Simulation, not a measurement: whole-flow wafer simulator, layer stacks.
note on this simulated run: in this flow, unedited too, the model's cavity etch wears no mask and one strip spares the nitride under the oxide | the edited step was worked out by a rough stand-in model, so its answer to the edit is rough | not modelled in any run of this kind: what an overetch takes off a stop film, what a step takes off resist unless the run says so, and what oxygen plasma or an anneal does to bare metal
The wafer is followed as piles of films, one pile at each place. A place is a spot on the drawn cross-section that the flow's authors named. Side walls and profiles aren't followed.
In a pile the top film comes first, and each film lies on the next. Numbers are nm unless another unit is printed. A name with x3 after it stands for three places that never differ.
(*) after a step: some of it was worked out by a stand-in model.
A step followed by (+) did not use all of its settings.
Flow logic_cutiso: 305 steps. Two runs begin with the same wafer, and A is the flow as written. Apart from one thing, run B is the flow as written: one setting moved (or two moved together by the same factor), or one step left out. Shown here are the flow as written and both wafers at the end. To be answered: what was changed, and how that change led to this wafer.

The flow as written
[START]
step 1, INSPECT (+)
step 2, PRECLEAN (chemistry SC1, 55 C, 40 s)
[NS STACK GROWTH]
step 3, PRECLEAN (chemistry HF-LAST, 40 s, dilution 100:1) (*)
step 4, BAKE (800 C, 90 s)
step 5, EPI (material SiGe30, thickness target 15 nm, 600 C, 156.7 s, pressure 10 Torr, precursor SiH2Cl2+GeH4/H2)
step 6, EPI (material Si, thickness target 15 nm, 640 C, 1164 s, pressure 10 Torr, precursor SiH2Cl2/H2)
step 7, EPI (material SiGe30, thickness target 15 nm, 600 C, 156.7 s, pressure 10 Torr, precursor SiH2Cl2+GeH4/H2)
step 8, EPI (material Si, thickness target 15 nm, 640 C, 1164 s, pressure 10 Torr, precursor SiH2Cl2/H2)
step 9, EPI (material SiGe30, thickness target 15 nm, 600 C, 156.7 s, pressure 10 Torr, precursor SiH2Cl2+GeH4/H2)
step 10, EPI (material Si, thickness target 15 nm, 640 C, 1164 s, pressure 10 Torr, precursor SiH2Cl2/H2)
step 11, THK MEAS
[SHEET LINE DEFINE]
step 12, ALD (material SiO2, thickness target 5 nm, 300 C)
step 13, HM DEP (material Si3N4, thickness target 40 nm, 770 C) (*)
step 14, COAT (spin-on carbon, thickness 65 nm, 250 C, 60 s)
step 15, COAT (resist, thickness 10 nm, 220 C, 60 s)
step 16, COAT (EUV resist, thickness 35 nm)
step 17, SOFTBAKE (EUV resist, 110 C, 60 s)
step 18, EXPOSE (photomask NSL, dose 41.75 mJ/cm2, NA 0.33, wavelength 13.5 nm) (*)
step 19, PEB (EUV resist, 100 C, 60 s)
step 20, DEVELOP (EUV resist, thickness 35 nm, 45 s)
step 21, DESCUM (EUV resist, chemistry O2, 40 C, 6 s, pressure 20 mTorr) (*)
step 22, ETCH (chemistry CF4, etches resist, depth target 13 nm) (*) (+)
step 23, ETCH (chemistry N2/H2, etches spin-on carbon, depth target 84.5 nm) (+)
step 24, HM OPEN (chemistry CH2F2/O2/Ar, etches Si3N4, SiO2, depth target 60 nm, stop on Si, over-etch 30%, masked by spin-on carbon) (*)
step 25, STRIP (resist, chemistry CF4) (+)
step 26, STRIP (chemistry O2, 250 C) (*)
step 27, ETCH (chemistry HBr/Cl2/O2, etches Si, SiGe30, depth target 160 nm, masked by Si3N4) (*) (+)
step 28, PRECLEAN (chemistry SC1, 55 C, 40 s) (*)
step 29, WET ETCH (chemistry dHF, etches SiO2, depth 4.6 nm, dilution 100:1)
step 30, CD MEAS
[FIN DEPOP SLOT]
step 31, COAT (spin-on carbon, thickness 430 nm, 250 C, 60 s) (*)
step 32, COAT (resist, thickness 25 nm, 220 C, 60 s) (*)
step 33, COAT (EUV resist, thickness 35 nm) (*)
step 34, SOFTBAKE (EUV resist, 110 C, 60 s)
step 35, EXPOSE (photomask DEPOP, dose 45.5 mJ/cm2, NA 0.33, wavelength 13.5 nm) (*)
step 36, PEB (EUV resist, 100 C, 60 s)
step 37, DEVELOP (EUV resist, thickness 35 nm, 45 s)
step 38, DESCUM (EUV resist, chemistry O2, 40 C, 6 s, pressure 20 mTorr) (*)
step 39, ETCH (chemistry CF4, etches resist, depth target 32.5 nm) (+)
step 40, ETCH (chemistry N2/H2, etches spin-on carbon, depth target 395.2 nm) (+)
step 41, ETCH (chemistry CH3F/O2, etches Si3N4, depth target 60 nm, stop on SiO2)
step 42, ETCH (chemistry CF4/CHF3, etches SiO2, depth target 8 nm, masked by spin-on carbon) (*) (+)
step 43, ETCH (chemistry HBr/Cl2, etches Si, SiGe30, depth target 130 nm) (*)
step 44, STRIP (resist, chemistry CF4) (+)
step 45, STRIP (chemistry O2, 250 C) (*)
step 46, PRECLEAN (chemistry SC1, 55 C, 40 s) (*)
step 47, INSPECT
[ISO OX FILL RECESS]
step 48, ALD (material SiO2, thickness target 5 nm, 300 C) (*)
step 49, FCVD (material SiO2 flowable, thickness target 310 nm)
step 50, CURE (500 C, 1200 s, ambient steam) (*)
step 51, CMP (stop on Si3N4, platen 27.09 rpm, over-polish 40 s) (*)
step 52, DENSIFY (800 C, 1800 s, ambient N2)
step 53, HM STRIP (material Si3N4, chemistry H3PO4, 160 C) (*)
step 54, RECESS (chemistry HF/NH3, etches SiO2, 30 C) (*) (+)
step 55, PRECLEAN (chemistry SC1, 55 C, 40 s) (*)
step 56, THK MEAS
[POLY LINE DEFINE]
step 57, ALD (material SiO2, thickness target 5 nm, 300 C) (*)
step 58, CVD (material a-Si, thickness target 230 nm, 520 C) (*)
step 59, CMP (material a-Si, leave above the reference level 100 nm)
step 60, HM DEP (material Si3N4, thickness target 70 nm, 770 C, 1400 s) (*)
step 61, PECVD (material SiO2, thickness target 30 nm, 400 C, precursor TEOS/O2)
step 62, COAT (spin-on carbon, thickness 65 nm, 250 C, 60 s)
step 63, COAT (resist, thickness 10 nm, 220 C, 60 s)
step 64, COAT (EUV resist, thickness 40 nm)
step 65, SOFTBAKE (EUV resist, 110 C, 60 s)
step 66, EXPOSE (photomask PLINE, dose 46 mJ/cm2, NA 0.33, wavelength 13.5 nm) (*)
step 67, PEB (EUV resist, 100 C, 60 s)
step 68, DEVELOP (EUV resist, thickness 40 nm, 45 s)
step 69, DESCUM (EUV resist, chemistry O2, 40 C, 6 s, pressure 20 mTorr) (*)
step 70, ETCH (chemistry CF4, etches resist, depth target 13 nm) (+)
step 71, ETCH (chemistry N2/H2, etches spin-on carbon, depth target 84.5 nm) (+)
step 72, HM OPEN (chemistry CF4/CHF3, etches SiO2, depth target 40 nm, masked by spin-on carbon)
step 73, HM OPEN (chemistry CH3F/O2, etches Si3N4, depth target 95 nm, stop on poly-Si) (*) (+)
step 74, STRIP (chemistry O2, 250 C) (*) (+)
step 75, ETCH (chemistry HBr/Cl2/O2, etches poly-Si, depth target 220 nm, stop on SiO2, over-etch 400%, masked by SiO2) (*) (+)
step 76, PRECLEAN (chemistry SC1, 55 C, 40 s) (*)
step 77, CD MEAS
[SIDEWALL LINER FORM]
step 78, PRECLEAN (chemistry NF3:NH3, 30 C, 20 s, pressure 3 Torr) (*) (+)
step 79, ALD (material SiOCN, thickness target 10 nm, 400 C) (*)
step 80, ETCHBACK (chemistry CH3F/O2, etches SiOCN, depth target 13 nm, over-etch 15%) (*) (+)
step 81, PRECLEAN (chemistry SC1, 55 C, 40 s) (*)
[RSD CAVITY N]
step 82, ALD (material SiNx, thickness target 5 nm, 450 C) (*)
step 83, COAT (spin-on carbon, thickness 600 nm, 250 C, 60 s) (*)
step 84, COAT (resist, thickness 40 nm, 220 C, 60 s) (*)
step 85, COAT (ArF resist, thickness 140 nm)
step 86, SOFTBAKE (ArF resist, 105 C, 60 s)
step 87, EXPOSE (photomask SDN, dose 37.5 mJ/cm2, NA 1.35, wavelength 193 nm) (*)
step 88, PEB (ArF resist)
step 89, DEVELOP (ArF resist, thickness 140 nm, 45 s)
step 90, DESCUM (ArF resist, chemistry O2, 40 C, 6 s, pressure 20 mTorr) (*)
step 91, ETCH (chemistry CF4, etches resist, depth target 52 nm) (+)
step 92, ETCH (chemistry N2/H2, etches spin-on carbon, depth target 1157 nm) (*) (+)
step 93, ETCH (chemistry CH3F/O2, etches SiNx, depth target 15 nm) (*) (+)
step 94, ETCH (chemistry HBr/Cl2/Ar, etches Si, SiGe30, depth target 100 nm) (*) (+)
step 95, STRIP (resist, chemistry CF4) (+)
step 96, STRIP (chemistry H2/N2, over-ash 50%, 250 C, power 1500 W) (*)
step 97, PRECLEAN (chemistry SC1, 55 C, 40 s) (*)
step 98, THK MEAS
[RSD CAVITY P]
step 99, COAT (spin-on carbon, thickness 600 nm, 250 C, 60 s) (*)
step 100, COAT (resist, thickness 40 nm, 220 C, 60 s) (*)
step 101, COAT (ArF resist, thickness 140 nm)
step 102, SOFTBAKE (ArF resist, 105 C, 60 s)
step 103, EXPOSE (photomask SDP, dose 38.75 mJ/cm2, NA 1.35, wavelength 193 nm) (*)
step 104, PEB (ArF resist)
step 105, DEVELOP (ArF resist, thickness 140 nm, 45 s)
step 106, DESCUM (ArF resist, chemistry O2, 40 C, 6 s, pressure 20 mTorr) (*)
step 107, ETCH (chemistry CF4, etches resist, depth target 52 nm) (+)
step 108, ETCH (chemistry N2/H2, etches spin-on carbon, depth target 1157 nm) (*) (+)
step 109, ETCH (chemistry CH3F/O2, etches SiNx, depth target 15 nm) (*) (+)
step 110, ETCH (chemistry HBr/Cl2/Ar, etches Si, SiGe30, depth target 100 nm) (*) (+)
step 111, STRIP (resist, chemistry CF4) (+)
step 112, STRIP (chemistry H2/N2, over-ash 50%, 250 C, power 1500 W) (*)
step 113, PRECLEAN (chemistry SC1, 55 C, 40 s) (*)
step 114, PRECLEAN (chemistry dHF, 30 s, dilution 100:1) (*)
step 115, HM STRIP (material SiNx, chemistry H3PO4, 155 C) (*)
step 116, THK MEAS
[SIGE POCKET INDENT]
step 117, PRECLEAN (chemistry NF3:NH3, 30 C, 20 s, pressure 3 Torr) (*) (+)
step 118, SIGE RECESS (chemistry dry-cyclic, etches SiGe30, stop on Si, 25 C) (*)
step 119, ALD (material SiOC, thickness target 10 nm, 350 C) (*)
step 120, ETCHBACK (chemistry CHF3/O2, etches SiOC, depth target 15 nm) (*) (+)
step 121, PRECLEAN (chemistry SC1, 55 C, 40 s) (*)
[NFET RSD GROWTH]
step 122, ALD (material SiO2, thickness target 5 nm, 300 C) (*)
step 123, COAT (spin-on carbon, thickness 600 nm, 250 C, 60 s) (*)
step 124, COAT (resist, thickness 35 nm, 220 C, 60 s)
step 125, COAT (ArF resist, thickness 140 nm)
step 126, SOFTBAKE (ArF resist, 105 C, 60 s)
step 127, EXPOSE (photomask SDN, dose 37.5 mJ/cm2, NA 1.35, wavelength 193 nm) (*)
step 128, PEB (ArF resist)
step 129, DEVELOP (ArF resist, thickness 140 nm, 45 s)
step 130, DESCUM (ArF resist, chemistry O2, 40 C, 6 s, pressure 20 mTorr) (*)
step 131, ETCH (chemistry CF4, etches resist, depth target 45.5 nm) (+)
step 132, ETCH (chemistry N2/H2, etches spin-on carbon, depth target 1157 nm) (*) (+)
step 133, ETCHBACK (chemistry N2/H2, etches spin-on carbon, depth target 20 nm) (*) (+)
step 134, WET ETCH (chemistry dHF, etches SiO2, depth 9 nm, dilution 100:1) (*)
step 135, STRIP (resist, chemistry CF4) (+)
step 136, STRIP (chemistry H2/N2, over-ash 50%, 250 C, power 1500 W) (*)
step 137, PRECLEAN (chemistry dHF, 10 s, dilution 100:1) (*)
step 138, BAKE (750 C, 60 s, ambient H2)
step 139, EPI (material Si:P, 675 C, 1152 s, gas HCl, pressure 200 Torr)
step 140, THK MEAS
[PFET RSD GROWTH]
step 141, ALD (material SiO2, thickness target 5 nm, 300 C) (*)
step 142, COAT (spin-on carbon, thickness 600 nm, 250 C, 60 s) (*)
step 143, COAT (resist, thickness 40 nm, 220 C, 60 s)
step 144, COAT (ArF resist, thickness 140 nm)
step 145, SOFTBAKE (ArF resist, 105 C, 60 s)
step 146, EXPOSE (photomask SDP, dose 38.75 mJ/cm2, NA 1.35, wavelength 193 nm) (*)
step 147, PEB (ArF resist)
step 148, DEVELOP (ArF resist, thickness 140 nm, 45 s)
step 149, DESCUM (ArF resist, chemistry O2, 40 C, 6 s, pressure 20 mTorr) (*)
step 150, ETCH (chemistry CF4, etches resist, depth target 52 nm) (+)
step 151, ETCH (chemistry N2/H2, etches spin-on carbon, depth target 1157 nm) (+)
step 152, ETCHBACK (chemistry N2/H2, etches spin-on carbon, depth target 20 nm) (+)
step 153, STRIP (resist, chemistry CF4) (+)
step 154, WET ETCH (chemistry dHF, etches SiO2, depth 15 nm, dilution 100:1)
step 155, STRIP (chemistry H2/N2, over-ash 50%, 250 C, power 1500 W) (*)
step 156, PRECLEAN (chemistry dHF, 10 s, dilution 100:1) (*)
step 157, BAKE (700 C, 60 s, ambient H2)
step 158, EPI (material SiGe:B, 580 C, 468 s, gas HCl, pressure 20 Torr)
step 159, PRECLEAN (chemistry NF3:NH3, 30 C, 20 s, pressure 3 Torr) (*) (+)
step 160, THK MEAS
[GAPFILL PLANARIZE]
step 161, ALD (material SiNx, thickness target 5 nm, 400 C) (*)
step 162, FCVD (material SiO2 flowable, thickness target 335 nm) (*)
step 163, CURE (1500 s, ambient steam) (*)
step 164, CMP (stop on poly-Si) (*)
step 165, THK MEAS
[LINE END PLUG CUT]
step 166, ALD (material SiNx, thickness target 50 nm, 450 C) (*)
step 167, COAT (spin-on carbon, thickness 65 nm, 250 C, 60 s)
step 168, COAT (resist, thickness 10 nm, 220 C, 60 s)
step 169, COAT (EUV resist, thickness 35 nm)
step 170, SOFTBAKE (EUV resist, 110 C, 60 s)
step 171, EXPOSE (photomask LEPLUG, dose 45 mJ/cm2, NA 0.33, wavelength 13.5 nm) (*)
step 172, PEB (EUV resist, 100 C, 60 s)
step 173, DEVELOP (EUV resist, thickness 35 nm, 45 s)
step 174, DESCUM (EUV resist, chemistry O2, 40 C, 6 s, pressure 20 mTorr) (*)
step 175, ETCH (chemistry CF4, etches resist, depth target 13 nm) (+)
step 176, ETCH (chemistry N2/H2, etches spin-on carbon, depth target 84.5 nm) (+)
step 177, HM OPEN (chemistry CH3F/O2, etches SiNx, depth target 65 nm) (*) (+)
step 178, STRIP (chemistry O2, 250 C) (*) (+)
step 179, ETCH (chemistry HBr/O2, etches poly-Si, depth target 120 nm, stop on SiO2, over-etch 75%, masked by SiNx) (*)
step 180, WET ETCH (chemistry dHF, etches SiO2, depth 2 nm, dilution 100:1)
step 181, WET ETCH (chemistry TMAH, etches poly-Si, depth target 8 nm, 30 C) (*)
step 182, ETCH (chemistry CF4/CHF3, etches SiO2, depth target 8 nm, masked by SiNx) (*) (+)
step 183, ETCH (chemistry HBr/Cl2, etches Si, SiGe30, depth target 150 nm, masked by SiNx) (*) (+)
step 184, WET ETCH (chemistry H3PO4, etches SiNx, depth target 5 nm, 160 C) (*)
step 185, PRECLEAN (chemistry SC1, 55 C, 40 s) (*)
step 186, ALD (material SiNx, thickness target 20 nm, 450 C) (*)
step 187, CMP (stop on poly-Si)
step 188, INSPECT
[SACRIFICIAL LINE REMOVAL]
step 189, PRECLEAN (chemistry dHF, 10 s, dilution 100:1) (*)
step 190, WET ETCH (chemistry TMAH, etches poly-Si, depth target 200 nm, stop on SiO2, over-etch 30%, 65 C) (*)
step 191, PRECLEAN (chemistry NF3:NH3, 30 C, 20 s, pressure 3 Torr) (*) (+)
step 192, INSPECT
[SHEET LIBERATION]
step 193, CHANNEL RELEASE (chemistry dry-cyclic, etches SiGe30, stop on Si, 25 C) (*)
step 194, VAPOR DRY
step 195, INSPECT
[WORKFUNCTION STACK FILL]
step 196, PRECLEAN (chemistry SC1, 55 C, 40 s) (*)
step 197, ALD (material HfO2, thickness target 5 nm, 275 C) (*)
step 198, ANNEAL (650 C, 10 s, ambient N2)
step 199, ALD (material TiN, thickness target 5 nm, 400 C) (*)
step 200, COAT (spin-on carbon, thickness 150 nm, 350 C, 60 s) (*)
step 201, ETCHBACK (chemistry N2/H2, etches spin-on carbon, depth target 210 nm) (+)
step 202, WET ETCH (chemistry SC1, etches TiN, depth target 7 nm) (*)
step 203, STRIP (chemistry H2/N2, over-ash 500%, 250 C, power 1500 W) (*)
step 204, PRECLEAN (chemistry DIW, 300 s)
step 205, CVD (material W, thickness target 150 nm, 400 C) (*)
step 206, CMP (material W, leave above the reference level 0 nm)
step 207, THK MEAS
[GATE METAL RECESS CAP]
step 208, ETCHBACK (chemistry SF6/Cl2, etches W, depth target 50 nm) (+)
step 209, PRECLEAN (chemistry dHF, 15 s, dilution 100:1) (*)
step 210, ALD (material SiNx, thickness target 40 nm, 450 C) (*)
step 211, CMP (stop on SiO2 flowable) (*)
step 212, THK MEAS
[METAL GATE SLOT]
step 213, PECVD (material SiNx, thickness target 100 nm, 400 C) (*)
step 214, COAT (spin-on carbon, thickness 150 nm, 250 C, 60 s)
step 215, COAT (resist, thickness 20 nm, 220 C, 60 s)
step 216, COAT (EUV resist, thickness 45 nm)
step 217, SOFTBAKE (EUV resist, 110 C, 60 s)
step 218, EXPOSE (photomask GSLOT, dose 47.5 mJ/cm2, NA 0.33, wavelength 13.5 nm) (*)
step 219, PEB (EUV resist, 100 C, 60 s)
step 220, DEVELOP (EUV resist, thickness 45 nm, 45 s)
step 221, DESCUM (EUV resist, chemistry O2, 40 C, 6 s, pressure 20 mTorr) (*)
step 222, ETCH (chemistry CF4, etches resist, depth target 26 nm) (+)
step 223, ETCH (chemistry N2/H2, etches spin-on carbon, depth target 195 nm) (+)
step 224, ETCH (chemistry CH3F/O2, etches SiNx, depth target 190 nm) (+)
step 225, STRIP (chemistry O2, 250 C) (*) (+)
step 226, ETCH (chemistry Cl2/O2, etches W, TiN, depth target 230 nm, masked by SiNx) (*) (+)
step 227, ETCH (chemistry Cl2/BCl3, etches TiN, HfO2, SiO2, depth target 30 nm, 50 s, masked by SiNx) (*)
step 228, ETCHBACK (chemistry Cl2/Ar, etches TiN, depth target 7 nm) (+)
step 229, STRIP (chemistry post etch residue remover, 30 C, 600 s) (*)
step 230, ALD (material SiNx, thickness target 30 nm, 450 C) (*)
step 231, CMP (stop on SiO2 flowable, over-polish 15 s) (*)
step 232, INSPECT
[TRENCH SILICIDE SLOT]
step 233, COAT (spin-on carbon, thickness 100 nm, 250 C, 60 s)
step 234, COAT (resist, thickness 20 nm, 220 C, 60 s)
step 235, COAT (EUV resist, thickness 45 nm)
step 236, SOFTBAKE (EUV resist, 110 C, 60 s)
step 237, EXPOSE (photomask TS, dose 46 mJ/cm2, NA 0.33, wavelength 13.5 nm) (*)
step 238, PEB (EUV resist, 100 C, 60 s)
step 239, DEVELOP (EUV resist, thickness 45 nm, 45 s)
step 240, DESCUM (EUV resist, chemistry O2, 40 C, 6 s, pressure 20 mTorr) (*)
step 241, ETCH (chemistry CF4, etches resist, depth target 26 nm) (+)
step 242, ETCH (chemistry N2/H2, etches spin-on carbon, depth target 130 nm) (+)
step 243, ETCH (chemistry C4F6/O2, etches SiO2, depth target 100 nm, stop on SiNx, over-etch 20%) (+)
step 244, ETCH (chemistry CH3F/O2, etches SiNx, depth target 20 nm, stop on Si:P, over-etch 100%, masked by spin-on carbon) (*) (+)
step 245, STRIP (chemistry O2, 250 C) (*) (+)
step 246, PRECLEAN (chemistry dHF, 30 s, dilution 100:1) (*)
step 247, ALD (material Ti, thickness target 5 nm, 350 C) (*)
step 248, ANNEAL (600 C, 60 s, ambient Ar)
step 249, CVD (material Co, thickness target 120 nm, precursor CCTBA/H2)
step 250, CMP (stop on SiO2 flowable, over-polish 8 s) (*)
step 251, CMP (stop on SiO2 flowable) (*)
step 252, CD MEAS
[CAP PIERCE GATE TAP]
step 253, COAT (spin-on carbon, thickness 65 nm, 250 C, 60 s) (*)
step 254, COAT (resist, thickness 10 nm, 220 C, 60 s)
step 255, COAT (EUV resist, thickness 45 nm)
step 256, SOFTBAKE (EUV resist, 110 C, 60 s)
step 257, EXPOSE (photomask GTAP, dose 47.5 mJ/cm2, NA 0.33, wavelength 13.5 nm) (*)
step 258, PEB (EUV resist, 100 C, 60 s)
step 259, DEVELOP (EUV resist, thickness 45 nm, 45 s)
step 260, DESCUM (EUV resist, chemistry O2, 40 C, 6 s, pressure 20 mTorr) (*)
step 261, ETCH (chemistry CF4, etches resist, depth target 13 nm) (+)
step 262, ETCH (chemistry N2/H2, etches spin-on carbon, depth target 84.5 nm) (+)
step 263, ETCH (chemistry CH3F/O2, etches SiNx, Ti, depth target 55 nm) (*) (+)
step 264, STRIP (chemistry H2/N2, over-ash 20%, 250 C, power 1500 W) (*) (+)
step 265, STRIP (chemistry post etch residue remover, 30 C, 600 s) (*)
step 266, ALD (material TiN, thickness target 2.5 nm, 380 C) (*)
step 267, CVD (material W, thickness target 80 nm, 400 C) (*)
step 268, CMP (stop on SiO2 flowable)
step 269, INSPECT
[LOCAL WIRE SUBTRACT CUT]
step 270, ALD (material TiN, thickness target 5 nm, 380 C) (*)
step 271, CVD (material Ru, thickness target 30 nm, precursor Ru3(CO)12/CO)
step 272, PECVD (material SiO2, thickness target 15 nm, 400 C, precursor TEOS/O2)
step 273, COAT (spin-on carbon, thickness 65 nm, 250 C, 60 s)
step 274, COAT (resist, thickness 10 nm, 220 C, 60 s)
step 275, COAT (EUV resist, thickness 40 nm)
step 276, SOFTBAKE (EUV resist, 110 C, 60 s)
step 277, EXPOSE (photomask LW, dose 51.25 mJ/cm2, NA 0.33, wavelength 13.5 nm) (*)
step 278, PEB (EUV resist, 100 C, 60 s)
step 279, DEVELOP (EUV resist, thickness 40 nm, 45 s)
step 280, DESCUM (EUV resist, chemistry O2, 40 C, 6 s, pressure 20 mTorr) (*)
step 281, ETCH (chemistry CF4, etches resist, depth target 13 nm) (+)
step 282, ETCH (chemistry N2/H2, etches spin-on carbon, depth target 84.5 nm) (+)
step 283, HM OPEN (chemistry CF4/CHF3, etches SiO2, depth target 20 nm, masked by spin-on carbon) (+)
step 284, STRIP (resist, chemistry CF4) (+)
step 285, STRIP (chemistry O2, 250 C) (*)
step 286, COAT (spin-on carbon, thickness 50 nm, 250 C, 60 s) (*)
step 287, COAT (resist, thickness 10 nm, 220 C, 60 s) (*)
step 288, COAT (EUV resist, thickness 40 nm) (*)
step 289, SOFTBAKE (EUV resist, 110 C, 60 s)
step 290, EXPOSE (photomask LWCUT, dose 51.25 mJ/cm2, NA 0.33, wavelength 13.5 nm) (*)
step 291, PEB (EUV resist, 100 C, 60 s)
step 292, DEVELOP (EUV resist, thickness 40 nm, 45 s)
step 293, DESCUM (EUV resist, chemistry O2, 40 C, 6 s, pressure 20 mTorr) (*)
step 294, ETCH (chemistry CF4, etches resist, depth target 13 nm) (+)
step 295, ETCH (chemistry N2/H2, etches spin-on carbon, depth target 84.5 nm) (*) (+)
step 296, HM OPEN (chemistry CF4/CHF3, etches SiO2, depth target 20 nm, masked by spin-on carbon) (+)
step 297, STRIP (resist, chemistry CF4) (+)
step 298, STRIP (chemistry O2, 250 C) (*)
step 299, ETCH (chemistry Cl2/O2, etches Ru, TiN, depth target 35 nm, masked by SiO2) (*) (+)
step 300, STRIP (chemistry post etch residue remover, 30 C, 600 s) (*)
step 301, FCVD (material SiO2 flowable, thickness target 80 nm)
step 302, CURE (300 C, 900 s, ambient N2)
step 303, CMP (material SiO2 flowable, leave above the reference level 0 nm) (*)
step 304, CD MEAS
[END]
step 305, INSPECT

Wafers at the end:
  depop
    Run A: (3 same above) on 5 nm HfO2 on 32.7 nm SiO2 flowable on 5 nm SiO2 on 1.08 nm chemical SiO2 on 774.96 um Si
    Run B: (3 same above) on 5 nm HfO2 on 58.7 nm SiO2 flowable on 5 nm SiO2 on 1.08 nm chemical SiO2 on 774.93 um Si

The reason: step 43, ETCH: depth target 156 nm was run, whereas the flow has depth target 130 nm.

The path from the change to this, step by step:
  step 43, ETCH (chemistry HBr/Cl2, etches Si, SiGe30, depth target 130 nm) (*)
      dpovl, gl, glp and 16 more: A -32 spin-on carbon | B -37.2 spin-on carbon
      depop: A -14 Si (all of it), -15 SiGe30 (all of it), -15 Si (all of it), -15 SiGe30 (all of it), -15 Si (all of it), -15 SiGe30 (all of it), -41 Si | B -14 Si (all of it), -15 SiGe30 (all of it), -15 Si (all of it), -15 SiGe30 (all of it), -15 Si (all of it), -15 SiGe30 (all of it), -67 Si
      (and at 2 other places as well)
  step 45, STRIP (chemistry O2, 250 C) (*)
      dpovl: A +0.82 chemical SiO2 (new film), -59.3 spin-on carbon (all of it), -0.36 Si | B +0.82 chemical SiO2 (new film), -54.1 spin-on carbon (all of it), -0.36 Si
  step 49, FCVD (material SiO2 flowable, thickness target 310 nm)
      depop: A +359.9 SiO2 flowable (new film) | B +383.2 SiO2 flowable (new film)
